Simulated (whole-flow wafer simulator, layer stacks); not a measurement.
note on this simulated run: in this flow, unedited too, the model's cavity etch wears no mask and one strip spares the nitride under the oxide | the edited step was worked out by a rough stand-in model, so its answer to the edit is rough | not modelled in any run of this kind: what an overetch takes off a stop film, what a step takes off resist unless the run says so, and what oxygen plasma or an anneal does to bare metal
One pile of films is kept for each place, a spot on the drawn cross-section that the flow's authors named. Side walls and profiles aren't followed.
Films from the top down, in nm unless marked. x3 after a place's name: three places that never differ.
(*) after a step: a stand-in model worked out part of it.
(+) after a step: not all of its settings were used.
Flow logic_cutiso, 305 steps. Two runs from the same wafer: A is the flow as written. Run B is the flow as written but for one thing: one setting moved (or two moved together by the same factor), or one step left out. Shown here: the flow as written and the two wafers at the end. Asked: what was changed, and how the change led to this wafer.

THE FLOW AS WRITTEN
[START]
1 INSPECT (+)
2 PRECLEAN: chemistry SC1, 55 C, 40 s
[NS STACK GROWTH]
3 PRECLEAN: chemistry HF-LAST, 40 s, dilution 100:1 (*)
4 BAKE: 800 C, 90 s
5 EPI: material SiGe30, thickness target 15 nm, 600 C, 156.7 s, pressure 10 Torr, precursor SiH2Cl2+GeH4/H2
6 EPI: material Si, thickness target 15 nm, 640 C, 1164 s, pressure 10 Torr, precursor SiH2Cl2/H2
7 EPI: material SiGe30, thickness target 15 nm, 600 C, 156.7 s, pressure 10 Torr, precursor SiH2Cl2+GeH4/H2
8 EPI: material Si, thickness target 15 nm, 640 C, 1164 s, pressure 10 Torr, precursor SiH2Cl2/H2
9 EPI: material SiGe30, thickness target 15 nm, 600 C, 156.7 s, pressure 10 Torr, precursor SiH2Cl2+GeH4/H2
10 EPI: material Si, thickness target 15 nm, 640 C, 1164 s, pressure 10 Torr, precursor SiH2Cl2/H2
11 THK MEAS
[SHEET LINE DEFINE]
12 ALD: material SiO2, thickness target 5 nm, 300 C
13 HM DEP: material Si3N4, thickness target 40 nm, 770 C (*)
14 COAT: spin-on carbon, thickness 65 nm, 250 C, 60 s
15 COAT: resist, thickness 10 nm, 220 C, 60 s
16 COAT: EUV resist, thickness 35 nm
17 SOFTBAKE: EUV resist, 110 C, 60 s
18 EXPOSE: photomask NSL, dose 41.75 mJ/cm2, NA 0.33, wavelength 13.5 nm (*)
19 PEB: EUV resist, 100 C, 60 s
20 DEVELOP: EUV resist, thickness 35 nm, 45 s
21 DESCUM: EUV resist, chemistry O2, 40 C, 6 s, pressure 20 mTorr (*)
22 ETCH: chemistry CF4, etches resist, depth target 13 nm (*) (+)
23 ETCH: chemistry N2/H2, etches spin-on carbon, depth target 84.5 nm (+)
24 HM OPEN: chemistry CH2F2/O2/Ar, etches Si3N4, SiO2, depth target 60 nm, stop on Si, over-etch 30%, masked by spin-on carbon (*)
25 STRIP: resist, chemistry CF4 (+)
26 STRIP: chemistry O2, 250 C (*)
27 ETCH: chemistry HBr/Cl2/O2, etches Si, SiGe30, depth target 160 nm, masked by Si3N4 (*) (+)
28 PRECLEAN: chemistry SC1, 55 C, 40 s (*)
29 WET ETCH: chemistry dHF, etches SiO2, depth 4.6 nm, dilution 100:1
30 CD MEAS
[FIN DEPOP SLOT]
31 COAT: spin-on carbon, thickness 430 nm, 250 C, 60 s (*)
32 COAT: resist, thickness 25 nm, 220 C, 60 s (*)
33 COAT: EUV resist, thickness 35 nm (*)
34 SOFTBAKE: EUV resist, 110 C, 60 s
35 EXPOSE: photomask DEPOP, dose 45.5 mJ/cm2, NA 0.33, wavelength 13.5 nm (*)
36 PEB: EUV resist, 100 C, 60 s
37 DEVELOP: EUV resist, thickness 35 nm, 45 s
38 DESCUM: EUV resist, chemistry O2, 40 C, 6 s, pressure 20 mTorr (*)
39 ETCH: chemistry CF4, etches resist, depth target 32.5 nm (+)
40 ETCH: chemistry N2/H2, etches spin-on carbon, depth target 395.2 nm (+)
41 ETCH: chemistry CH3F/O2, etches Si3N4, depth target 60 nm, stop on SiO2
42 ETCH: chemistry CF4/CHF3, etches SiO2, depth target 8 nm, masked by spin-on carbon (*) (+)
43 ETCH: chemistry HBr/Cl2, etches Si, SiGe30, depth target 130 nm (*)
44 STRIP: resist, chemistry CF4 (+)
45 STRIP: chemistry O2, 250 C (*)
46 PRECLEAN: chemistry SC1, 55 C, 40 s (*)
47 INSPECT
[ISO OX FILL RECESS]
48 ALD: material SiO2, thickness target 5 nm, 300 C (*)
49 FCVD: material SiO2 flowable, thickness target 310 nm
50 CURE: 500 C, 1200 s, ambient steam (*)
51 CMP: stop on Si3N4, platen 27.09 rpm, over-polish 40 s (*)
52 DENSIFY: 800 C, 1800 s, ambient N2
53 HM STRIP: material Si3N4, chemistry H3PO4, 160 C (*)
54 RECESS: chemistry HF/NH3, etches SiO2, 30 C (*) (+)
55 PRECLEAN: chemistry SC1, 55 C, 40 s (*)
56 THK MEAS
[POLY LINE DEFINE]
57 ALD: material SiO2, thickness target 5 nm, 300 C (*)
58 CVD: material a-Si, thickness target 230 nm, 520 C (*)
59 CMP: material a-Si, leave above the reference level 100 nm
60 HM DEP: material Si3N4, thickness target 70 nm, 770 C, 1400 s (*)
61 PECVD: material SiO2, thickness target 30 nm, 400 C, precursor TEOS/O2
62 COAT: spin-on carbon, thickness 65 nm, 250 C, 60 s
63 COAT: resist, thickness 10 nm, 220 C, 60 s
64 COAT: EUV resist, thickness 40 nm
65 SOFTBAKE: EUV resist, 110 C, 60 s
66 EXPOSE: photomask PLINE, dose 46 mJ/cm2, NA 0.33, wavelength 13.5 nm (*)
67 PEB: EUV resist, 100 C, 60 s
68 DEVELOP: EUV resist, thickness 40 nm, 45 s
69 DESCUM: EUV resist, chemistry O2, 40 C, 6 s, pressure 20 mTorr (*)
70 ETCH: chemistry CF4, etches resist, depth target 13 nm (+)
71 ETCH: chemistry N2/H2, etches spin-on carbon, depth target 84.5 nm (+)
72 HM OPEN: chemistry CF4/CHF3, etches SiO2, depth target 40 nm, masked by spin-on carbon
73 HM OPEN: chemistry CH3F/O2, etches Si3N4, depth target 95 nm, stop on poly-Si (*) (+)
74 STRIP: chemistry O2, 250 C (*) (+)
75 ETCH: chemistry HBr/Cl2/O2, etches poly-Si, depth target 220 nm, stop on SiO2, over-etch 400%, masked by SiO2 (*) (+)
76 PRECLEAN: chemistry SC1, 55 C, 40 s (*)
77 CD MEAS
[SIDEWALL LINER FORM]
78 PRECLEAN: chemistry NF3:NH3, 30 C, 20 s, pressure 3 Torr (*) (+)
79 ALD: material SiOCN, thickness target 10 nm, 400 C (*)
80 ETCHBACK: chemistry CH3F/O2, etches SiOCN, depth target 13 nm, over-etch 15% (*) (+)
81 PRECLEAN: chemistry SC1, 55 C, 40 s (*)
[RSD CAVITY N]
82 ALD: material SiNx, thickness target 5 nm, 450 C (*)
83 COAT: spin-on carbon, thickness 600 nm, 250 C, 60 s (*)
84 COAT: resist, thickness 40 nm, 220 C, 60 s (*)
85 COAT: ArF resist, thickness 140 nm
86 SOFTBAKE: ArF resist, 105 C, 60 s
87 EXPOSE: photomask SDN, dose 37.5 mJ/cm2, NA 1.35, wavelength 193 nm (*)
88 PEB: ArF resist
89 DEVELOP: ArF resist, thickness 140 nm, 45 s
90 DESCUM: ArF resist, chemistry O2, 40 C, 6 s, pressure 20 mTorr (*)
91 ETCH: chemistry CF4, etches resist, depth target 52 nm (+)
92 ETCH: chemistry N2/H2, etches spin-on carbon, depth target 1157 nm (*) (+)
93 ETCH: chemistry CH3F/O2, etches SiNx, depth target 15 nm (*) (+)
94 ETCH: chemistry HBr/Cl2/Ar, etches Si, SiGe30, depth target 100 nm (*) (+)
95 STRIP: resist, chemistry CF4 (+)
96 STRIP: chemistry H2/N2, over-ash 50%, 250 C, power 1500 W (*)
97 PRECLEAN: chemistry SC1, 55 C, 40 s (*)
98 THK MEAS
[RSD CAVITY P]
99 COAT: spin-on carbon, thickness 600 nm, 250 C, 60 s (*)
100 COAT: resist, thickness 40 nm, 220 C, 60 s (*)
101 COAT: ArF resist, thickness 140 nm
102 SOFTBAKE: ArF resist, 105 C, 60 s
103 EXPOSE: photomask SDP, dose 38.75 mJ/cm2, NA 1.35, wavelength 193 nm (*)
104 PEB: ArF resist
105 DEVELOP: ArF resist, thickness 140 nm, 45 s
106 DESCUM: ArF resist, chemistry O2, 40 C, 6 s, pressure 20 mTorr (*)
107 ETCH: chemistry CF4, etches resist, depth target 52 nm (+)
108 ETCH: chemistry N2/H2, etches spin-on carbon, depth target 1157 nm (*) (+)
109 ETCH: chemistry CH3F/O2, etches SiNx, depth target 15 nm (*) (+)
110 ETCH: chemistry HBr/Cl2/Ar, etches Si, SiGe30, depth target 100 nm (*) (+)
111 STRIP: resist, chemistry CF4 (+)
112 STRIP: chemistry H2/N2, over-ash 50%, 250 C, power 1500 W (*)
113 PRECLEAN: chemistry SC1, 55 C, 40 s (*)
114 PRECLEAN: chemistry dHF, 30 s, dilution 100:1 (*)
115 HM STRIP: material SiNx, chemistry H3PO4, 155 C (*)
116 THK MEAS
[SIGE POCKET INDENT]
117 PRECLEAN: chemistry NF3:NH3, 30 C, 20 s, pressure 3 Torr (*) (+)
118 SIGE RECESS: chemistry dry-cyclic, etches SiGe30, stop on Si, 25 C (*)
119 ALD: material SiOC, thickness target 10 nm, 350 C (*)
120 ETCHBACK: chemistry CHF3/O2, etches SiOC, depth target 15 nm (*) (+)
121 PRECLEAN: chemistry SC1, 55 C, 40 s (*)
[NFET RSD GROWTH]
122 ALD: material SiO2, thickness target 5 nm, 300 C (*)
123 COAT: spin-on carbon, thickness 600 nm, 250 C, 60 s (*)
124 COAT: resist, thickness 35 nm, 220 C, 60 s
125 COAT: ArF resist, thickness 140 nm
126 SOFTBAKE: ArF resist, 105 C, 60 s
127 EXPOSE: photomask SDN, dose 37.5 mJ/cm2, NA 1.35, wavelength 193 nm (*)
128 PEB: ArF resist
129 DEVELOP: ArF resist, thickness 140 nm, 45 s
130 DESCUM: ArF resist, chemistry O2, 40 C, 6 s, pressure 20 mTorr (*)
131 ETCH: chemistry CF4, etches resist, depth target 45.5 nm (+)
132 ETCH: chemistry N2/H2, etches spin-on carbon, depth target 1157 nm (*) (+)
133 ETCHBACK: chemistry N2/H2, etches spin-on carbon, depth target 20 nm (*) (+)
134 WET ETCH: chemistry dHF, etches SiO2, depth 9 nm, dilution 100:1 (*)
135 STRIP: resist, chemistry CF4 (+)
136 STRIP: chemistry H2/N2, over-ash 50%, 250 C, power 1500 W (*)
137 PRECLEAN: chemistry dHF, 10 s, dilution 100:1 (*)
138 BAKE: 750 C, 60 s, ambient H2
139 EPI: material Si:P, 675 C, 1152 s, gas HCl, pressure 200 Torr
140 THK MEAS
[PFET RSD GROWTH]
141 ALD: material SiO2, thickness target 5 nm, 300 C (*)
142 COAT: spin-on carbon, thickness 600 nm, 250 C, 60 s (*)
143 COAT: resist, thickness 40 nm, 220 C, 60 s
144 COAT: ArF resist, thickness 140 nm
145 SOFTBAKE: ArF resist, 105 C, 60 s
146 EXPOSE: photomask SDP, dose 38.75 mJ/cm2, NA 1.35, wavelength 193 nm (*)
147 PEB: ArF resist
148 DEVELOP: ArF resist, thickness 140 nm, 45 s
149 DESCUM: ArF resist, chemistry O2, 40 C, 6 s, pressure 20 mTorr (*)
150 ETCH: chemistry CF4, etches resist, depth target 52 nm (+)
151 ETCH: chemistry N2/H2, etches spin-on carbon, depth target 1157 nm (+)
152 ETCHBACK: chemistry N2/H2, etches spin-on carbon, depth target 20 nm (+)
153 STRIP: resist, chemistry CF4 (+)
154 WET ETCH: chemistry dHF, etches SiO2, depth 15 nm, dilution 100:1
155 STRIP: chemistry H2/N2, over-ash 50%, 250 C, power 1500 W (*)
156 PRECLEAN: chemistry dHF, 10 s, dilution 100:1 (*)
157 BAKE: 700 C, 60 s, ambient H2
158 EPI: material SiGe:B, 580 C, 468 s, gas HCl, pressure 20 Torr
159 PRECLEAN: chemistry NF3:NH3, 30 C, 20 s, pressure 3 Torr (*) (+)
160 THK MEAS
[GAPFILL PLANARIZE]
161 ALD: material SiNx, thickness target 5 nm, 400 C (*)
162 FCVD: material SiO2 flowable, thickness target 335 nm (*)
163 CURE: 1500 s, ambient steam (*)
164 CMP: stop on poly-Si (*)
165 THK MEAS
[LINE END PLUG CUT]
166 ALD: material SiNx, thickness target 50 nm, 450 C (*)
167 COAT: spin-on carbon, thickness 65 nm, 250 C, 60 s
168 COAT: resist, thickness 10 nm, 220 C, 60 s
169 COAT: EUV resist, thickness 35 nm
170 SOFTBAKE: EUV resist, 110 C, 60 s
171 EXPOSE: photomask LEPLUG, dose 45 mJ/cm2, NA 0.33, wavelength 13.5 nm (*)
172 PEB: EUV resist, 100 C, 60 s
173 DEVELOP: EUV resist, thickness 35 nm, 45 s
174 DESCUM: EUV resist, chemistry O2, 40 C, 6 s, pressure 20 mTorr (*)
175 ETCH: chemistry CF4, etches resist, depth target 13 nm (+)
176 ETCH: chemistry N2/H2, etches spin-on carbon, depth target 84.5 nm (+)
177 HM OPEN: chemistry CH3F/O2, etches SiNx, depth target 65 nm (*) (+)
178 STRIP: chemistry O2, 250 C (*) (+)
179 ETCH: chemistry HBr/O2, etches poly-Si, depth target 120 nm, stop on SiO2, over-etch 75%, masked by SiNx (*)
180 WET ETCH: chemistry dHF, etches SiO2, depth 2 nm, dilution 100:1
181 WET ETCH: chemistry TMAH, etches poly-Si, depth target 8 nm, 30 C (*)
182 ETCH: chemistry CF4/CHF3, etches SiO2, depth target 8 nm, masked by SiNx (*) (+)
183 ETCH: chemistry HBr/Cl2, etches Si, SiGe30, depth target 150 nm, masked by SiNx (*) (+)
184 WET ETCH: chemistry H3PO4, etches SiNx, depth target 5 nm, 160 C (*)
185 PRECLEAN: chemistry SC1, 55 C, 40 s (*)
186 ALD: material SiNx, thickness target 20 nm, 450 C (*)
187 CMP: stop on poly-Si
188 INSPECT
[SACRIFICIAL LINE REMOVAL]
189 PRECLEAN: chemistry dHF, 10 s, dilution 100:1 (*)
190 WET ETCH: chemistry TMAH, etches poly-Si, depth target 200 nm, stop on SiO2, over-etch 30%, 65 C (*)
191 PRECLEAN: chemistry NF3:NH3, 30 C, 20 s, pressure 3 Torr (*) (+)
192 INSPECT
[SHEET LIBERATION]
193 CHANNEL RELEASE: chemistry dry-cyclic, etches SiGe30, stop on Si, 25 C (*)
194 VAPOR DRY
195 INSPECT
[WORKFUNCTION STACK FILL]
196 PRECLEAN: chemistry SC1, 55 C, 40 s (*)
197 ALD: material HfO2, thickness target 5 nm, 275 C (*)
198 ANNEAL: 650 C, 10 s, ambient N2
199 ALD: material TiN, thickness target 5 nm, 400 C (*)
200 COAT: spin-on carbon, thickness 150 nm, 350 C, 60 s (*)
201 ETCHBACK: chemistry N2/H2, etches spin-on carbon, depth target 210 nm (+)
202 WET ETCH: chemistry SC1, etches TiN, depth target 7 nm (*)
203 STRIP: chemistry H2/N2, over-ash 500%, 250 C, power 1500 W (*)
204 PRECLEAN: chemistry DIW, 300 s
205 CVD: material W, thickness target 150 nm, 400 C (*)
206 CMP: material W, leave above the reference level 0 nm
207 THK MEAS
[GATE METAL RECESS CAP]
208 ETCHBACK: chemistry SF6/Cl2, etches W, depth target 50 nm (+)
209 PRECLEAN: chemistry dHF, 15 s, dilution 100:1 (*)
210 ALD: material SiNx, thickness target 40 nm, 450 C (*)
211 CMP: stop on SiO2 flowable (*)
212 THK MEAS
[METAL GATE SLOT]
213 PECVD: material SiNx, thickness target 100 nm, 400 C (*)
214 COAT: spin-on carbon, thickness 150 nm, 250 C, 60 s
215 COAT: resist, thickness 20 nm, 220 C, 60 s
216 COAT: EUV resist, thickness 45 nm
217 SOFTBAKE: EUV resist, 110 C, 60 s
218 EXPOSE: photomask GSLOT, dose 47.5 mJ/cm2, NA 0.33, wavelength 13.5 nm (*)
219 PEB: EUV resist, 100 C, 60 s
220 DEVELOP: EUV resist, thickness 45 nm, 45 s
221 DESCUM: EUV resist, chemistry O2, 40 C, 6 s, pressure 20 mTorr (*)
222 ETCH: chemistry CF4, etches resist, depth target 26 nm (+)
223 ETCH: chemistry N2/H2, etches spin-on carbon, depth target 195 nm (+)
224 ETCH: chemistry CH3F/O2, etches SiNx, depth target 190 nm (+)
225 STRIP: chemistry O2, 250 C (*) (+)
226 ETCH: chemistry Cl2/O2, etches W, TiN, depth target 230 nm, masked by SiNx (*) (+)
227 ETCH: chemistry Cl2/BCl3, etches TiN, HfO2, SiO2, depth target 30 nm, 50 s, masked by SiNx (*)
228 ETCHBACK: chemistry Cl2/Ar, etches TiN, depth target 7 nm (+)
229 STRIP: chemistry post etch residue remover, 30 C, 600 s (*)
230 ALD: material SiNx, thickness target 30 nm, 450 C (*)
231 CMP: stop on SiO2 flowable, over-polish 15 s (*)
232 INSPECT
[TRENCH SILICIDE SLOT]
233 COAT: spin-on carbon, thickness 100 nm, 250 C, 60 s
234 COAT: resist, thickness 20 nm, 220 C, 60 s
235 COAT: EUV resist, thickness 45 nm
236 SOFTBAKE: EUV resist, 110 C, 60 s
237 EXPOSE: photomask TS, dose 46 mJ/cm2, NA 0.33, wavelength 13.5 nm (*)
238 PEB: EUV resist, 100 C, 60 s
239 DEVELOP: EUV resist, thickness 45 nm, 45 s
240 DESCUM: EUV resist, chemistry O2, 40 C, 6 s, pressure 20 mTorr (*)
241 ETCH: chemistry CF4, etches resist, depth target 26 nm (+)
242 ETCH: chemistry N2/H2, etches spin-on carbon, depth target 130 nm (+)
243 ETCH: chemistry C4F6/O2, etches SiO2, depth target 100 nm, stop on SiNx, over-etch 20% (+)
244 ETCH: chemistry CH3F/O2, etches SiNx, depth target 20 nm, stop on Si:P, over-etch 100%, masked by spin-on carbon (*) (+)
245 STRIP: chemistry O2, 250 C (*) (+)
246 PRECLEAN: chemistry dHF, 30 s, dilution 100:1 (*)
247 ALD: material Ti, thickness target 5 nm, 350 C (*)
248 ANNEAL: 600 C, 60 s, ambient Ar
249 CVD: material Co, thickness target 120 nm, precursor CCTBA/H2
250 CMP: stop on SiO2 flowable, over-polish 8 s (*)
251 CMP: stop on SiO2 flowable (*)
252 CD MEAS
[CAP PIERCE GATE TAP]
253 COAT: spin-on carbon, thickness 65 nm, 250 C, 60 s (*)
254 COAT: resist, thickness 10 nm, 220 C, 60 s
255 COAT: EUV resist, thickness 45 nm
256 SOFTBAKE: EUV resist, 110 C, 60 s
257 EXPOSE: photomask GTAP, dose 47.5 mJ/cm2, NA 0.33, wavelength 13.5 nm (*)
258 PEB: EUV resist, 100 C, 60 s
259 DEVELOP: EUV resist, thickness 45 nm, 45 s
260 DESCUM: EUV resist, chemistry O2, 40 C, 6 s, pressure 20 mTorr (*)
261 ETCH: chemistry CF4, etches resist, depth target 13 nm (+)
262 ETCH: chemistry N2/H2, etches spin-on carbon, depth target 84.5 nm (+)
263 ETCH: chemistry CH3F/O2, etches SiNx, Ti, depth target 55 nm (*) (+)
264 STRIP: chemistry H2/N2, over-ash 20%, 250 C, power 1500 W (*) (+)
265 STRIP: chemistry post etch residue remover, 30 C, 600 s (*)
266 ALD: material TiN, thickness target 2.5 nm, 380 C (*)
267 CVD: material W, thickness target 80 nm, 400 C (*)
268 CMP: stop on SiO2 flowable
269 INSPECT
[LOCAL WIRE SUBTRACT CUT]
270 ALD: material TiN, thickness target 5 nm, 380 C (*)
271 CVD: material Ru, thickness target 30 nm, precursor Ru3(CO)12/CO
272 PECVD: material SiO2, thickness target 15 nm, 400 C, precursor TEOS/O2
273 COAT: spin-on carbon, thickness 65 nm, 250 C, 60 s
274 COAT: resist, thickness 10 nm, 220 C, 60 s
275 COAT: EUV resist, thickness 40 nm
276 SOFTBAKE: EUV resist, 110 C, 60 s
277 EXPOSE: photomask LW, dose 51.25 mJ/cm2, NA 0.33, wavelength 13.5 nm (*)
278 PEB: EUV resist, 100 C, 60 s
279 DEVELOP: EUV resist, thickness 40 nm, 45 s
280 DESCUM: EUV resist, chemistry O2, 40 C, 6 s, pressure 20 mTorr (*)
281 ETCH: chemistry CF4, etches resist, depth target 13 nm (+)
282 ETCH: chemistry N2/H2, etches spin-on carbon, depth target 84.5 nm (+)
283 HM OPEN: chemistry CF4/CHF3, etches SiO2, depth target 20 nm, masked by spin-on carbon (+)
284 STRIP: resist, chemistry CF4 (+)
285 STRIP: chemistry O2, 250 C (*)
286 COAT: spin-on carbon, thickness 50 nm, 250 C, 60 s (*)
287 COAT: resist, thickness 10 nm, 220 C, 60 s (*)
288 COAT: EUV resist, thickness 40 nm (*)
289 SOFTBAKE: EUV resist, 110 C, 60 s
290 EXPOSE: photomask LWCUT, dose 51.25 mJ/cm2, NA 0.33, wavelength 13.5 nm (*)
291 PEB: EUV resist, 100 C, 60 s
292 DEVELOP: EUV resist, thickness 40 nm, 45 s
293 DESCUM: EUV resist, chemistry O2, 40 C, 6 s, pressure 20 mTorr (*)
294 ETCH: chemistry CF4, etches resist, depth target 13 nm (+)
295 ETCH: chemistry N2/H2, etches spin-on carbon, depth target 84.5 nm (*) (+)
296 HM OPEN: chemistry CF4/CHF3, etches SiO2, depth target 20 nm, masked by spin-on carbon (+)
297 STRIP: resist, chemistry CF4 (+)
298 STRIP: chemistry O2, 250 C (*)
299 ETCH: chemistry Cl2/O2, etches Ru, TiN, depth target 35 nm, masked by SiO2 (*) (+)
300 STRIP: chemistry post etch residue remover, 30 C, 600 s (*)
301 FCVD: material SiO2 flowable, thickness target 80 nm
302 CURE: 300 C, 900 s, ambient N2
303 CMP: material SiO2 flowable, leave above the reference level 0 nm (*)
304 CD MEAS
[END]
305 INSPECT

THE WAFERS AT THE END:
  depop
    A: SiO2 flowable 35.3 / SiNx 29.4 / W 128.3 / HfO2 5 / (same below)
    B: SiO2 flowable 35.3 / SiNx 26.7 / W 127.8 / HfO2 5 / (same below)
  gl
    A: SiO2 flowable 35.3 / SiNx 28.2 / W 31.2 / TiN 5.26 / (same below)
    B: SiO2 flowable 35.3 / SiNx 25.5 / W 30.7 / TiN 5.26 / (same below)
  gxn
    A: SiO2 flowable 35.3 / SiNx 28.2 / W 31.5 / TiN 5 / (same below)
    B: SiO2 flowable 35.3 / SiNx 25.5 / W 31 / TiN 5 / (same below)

The cause: step 162, FCVD: thickness target 536 nm was run, where the flow has thickness target 335 nm.

How the change led to this, step by step:
  162 FCVD: material SiO2 flowable, thickness target 335 nm (*)
      depop, dpovl, isow, ns, nsgap: A SiO2 flowable +335 (new film) | B SiO2 flowable +536 (new film)
      rsdn, rsdp, rsdw, rsdx: A SiO2 flowable +423.9 (new film) | B SiO2 flowable +624.9 (new film)
      (and at 13 more places)
  163 CURE: 1500 s, ambient steam (*)
      depop, dpovl, isow, ns, nsgap: A SiO2 flowable -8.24 | B SiO2 flowable -10.8
      gfld, iso, lnri: A SiO2 flowable -7.46 | B SiO2 flowable -10.3
      (and at 14 more places)
  164 CMP: stop on poly-Si (*)
      depop, dpovl, isow, ns, nsgap: A SiO2 flowable -326.8 (all of it), SiNx -5 (all of it), SiO2 -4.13 (all of it), Si3N4 -70 (all of it) | B SiO2 flowable -525.2 (all of it), SiNx -5 (all of it), SiO2 -4.13 (all of it), Si3N4 -70 (all of it)
      iso, rsdn, rsdp, rsdx: A SiO2 flowable -331 | B SiO2 flowable -529.1
      (and at 13 more places)
  189 PRECLEAN: chemistry dHF, 10 s, dilution 100:1 (*)
      iso: A SiO2 flowable -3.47 | B SiO2 flowable -4
  209 PRECLEAN: chemistry dHF, 15 s, dilution 100:1 (*)
      rsdn, rsdx: A SiO2 flowable -4.49 | B SiO2 flowable -5.2
      rsdp, rsdw: A SiO2 flowable -4.5 | B SiO2 flowable -5.22
      (and at 1 more place)
  211 CMP: stop on SiO2 flowable (*)
      depop, dpovl, isow, ns, nsgap: A SiNx -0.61 | B SiNx -1.33
      lnr, lnri, lnrp, lnrt: A SiNx -40 (all of it), SiOCN -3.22 | B SiNx -40 (all of it), SiOCN -3.94
  243 ETCH: chemistry C4F6/O2, etches SiO2, depth target 100 nm, stop on SiNx, over-etch 20% (+)
      rsdn, rsdp, rsdw: A SiO2 flowable -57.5 (all of it) | B SiO2 flowable -56.3 (all of it)
  246 PRECLEAN: chemistry dHF, 30 s, dilution 100:1 (*)
      iso: A SiO2 flowable -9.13 | B SiO2 flowable -11.1
      rsdx: A SiO2 flowable -8.73 | B SiO2 flowable -10.1
  250 CMP: stop on SiO2 flowable, over-polish 8 s (*)
      rsdx: A Co -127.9 (all of it) | B Co -127.1
  251 CMP: stop on SiO2 flowable (*)
      rsdx: A Ti -5 (all of it) | B Co -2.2 (all of it), Ti -3.45
      iso: A Co -1.22 (all of it), Ti -4.34 | B Co -3.19 (all of it), Ti -2.47
  263 ETCH: chemistry CH3F/O2, etches SiNx, Ti, depth target 55 nm (*) (+)
      depop, dpovl, gl, isow, ns, nsgap: A resist -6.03 (all of it), spin-on carbon -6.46 | B resist -6.03 (all of it), spin-on carbon -5.94
      glp, lnrt, plug, rsdn, rsdp, rsdw: A resist -6.02 (all of it), spin-on carbon -6.48 | B resist -6.02 (all of it), spin-on carbon -5.96
      (and at 10 more places)
  265 STRIP: chemistry post etch residue remover, 30 C, 600 s (*)
      iso: A Ti -0.66 (all of it) | B Ti -1.79
      rsdx: A nothing | B Ti -1.55 (all of it)
  268 CMP: stop on SiO2 flowable
      iso: A W -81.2 (all of it), TiN -2.5 (all of it) | B W -82.4 (all of it), TiN -2.5 (all of it), Ti -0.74 (all of it)
      depop, dpovl, gfld and 9 more: A W -80.2 (all of it), TiN -2.5 (all of it), SiNx -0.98 | B W -80.2 (all of it), TiN -2.5 (all of it), SiNx -2.95
      (and at 9 more places)
